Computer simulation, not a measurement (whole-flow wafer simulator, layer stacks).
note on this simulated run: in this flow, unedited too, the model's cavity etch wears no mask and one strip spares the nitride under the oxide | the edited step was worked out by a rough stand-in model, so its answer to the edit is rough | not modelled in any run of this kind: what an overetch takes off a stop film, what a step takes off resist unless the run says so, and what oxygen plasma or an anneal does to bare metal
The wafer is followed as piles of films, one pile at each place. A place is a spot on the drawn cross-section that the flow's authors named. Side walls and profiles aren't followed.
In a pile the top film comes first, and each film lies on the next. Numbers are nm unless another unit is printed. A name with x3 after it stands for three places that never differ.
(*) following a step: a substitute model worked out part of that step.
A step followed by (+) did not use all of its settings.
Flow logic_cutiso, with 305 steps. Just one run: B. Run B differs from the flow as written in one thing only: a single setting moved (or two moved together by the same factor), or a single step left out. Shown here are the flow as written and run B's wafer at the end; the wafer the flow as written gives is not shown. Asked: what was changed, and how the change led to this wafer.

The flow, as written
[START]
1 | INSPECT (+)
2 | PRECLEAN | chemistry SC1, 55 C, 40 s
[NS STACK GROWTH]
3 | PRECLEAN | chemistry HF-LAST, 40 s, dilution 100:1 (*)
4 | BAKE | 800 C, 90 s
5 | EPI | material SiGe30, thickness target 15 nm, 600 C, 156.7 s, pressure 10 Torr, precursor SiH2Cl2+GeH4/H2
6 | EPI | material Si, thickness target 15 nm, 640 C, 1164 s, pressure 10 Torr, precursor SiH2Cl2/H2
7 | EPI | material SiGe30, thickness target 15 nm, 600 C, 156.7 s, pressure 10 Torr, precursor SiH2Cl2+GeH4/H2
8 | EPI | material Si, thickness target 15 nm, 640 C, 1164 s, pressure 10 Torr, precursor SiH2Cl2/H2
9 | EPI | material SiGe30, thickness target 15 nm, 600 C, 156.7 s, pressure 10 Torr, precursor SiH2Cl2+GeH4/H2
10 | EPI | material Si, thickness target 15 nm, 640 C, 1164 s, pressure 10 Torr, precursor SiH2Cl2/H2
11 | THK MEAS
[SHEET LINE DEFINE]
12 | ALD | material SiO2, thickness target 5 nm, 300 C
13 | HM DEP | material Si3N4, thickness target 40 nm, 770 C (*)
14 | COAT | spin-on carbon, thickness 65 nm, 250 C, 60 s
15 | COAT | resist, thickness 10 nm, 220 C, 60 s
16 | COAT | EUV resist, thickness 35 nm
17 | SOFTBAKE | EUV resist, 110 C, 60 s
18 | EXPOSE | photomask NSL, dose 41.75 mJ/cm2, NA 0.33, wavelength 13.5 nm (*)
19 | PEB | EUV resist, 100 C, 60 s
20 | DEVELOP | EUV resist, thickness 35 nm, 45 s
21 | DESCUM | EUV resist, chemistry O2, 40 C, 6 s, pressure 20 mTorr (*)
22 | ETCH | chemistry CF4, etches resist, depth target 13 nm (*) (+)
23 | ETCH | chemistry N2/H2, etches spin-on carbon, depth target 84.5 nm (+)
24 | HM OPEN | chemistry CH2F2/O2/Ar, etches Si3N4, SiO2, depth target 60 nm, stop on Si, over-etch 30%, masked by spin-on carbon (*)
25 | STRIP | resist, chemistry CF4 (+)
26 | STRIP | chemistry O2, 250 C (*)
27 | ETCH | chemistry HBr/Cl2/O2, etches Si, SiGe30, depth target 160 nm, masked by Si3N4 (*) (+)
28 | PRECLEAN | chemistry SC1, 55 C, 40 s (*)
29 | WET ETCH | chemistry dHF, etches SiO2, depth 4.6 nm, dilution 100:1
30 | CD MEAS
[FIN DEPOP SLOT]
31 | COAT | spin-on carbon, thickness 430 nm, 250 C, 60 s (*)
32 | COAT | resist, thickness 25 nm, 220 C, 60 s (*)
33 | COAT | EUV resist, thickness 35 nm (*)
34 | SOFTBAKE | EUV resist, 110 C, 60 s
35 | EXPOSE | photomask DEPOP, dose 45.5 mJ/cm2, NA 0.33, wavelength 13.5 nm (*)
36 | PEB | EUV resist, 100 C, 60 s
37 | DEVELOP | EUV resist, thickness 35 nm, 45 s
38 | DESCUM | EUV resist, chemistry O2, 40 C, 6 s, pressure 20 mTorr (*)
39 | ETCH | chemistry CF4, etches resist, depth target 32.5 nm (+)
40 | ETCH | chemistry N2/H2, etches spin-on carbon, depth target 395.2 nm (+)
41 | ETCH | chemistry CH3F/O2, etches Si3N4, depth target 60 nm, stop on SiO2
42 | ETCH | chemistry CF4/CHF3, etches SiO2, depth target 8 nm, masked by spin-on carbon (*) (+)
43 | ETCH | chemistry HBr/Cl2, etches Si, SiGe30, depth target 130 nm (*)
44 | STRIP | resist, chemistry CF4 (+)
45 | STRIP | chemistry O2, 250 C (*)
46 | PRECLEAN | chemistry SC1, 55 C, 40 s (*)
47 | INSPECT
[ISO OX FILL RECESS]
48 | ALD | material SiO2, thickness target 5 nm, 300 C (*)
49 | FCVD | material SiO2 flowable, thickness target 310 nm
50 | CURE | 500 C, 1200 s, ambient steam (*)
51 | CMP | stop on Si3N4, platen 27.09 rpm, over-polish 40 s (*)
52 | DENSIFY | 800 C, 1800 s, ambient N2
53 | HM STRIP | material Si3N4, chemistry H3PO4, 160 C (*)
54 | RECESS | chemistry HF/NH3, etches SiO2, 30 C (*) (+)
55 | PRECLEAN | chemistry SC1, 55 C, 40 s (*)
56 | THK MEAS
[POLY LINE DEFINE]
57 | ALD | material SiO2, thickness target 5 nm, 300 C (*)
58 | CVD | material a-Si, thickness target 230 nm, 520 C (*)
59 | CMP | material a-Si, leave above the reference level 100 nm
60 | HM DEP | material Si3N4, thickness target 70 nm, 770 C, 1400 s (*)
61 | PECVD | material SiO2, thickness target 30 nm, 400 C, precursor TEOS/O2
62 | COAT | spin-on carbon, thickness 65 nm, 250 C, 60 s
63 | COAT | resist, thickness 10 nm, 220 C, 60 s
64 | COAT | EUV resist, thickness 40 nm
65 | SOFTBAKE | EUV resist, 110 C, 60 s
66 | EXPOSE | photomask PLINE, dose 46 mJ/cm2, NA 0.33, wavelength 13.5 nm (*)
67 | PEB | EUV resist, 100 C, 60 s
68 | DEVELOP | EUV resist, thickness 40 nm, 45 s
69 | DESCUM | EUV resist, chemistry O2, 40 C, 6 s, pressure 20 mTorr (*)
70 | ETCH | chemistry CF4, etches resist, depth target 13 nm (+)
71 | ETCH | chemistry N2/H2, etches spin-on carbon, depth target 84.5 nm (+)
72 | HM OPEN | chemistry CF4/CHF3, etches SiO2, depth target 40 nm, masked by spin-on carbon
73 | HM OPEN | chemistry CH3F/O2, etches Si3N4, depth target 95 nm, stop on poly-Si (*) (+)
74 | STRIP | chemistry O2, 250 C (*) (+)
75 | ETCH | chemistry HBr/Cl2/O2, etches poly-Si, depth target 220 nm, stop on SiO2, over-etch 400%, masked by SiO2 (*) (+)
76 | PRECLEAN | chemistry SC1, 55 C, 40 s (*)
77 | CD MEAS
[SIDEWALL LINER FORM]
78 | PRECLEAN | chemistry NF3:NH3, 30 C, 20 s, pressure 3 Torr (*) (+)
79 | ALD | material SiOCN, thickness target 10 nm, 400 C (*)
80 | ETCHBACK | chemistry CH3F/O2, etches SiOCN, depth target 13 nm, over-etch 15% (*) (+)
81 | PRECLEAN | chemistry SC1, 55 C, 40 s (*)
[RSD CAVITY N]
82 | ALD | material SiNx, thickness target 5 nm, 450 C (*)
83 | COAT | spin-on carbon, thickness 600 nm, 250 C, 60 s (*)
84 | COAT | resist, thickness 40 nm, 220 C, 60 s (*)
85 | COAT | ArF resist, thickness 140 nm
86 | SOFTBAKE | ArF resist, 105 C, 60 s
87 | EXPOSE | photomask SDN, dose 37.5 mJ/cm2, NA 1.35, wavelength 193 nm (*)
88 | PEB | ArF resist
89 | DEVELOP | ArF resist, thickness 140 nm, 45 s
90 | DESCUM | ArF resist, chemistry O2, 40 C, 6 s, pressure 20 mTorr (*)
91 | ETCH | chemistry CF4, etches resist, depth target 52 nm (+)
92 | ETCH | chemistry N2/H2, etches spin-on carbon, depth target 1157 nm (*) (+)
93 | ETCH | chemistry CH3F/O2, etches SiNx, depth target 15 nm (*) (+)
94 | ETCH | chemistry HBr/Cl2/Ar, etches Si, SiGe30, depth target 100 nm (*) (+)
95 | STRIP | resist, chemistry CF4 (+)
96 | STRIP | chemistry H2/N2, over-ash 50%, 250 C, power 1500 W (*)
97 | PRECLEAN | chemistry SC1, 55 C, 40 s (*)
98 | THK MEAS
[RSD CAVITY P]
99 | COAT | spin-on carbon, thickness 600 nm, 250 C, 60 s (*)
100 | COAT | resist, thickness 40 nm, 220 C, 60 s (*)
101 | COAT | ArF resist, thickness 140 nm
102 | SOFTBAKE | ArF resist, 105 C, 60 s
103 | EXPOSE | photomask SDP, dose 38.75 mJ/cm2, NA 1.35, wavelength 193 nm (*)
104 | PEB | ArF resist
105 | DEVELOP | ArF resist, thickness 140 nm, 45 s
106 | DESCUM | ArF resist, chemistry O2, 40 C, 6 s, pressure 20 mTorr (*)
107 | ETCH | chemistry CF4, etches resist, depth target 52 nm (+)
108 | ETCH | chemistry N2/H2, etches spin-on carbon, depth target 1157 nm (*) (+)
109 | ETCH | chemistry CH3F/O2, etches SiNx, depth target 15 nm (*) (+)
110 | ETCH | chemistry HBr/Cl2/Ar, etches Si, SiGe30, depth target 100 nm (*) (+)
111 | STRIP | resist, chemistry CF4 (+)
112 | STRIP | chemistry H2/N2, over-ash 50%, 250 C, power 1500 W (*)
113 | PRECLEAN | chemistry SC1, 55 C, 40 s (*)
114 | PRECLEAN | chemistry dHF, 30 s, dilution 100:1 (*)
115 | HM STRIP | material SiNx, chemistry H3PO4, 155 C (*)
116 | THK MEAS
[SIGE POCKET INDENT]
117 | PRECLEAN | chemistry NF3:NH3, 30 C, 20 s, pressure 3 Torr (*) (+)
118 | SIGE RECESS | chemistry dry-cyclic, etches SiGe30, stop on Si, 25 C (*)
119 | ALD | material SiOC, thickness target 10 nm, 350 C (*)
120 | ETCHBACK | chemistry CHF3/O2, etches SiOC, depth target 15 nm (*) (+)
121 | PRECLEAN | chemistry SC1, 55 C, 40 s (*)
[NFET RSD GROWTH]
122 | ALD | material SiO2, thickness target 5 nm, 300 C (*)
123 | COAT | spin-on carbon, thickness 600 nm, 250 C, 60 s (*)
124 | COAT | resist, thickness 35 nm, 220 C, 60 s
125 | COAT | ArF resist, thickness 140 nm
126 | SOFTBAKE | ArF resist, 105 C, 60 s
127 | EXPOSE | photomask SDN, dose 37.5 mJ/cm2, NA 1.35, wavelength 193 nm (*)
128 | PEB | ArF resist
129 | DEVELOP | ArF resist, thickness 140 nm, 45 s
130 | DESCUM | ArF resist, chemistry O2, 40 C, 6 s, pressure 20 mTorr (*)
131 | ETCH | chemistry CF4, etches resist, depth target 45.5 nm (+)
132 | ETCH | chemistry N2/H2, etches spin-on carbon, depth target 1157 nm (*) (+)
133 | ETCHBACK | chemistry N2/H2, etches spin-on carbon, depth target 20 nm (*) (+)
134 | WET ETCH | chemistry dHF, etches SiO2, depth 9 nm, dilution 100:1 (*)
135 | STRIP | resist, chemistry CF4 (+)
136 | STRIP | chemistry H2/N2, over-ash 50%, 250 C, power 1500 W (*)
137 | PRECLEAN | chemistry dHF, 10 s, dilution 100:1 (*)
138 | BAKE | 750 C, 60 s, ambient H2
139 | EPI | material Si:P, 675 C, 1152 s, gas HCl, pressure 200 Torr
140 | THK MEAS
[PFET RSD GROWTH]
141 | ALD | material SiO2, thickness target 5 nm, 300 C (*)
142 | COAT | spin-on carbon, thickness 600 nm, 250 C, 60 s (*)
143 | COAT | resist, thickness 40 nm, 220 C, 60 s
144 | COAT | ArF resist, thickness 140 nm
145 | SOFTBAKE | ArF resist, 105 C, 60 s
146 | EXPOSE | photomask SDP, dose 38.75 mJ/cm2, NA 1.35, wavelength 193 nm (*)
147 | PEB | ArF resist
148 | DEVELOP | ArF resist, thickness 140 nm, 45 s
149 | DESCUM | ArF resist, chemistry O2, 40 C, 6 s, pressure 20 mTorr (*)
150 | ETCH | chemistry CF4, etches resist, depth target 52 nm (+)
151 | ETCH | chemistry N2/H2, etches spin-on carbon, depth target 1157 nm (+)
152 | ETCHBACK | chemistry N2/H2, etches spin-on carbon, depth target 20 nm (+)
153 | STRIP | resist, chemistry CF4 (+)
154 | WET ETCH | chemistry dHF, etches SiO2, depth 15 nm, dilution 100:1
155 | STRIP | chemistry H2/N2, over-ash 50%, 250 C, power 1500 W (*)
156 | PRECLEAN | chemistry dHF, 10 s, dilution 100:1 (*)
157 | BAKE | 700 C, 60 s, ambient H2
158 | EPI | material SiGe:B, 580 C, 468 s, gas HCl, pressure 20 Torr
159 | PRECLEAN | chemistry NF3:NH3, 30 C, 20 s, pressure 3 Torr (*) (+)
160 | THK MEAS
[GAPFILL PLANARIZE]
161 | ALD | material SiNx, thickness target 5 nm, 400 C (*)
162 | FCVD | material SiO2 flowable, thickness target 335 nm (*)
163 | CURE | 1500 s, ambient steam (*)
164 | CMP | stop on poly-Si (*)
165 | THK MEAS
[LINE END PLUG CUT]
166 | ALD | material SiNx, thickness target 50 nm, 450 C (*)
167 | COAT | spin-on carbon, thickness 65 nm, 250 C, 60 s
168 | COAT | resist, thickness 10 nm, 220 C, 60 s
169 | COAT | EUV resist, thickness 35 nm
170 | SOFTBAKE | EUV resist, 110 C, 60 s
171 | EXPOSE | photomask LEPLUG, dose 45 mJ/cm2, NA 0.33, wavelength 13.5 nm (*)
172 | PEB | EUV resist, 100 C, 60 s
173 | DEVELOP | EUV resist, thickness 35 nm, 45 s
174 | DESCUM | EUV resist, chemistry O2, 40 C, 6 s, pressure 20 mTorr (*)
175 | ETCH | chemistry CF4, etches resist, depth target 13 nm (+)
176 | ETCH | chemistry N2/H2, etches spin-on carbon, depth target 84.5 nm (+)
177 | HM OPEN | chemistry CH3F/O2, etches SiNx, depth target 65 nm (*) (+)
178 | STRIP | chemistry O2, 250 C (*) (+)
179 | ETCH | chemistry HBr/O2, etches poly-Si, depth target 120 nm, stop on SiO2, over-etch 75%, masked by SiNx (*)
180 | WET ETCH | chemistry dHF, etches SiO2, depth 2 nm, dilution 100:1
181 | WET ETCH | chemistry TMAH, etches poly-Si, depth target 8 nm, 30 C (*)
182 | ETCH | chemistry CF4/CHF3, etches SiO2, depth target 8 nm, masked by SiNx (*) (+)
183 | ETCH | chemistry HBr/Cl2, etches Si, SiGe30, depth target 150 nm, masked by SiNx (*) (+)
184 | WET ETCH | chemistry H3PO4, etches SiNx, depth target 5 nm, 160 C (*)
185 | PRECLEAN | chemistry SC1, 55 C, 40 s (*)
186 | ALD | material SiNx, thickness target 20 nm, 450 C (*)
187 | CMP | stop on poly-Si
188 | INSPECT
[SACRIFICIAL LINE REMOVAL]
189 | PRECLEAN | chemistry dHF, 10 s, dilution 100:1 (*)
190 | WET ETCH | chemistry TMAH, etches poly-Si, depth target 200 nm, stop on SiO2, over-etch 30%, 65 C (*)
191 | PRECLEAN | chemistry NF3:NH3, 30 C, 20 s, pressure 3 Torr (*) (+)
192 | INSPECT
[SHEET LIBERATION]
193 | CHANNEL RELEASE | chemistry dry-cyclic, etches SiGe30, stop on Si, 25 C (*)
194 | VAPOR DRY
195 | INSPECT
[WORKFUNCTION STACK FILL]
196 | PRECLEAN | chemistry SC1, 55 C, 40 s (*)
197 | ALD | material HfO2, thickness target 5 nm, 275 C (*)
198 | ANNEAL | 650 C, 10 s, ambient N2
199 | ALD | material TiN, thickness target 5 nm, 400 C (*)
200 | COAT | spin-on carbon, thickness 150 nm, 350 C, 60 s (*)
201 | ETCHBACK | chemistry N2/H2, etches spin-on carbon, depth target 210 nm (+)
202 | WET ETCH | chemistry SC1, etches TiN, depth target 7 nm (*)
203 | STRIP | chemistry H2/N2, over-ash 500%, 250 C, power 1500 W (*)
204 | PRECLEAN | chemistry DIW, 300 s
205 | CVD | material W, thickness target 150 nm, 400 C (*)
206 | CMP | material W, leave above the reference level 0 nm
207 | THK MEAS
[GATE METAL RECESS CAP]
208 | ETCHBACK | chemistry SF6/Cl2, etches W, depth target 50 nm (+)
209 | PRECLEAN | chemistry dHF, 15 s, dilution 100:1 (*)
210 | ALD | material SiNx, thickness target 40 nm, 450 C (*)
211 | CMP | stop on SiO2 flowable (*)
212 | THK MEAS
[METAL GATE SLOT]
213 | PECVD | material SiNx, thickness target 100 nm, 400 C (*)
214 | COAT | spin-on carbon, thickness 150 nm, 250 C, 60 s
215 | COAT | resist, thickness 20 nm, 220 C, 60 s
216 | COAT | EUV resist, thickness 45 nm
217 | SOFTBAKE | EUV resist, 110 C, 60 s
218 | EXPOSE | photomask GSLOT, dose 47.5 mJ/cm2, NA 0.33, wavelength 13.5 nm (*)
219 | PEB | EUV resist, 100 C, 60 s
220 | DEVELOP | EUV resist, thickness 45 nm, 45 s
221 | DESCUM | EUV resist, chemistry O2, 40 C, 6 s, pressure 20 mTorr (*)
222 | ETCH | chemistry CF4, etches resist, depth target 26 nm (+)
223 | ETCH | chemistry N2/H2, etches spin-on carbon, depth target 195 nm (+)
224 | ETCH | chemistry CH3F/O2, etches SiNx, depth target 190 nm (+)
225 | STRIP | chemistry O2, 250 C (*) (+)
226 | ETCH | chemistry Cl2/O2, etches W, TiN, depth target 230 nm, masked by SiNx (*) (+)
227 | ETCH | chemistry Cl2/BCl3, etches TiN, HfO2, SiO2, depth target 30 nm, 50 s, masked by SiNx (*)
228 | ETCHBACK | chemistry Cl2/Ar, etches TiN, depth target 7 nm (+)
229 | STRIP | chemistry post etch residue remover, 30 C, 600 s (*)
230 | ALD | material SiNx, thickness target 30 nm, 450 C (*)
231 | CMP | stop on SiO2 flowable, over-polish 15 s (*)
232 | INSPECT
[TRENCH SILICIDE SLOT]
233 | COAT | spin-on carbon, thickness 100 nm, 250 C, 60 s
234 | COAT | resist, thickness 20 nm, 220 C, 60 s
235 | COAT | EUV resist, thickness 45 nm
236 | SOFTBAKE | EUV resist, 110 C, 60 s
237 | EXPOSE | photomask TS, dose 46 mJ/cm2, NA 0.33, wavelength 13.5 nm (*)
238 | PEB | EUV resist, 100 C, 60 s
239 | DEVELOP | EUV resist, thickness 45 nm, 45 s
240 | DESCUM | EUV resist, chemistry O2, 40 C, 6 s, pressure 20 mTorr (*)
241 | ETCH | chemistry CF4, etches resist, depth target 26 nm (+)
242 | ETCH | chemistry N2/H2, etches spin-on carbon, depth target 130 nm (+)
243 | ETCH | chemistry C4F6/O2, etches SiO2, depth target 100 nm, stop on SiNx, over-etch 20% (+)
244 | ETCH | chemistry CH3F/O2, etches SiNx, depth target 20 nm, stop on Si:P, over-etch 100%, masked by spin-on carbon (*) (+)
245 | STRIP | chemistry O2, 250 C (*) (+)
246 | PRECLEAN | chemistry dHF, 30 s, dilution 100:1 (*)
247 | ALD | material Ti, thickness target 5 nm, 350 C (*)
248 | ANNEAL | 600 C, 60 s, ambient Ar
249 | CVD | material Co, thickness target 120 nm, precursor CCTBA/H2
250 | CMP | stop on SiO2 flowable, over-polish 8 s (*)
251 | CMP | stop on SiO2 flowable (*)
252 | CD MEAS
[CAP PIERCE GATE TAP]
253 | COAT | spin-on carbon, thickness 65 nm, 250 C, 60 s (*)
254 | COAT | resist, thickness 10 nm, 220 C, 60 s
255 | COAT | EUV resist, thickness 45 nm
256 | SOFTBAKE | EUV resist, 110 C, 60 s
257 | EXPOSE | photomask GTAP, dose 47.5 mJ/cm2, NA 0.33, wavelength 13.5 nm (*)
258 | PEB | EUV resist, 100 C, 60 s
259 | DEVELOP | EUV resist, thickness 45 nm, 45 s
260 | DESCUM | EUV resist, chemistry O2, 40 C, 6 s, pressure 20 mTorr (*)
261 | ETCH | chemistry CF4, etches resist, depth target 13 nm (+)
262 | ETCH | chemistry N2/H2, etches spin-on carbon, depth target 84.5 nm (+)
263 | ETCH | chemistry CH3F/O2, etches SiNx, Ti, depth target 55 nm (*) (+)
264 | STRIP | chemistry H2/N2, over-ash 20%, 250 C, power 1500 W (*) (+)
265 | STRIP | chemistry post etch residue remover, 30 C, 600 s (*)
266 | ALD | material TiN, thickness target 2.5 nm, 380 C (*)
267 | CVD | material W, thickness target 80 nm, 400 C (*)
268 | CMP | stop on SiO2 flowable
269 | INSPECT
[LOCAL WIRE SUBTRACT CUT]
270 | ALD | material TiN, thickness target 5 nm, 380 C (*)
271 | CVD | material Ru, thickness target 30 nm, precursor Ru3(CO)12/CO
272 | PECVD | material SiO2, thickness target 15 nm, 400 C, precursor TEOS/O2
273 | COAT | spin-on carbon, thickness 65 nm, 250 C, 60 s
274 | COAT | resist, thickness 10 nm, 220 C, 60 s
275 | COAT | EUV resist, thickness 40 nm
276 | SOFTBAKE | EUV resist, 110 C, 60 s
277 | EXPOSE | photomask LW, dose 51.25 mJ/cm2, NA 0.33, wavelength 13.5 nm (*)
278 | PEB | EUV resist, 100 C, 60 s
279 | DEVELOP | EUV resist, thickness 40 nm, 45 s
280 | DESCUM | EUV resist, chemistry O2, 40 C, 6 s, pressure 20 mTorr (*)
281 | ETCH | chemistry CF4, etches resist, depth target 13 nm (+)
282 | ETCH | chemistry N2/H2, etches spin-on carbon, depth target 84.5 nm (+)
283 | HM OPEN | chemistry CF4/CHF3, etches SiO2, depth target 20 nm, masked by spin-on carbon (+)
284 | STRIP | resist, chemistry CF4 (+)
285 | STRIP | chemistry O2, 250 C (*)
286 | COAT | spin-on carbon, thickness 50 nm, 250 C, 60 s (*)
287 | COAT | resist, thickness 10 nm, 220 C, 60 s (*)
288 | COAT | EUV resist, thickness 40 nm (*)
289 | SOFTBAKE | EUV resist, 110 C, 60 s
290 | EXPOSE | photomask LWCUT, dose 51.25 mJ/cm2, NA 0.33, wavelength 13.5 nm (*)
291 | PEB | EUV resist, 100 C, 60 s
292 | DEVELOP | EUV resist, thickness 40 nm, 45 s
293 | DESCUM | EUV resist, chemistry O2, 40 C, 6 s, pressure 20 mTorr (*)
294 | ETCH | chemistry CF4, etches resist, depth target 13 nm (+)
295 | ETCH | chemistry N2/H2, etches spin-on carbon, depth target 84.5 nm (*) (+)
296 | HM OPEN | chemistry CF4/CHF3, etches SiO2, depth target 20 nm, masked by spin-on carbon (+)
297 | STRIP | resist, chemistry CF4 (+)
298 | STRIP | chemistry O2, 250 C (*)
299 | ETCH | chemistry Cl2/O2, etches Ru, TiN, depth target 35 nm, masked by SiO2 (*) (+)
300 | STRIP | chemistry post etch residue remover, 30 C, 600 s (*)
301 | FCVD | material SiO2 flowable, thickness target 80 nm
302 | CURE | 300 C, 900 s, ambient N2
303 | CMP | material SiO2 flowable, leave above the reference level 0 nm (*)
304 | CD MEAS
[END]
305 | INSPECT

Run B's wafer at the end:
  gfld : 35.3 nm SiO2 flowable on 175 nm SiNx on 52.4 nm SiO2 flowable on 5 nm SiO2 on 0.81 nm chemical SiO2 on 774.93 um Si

Cause: step 227, ETCH: depth target 16.5 nm was run, though the flow has depth target 30 nm.

Step by step, how the change led to this:
  227 | ETCH | chemistry Cl2/BCl3, etches TiN, HfO2, SiO2, depth target 30 nm, 50 s, masked by SiNx (*)
      gfld: -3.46 HfO2 (all of it), -13 SiO2 flowable (as written it would have been: -3.46 HfO2 (all of it), -26.5 SiO2 flowable)
  230 | ALD | material SiNx, thickness target 30 nm, 450 C (*)
      gfld: +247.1 SiNx (new film) (as written it would have been: +260.6 SiNx (new film))
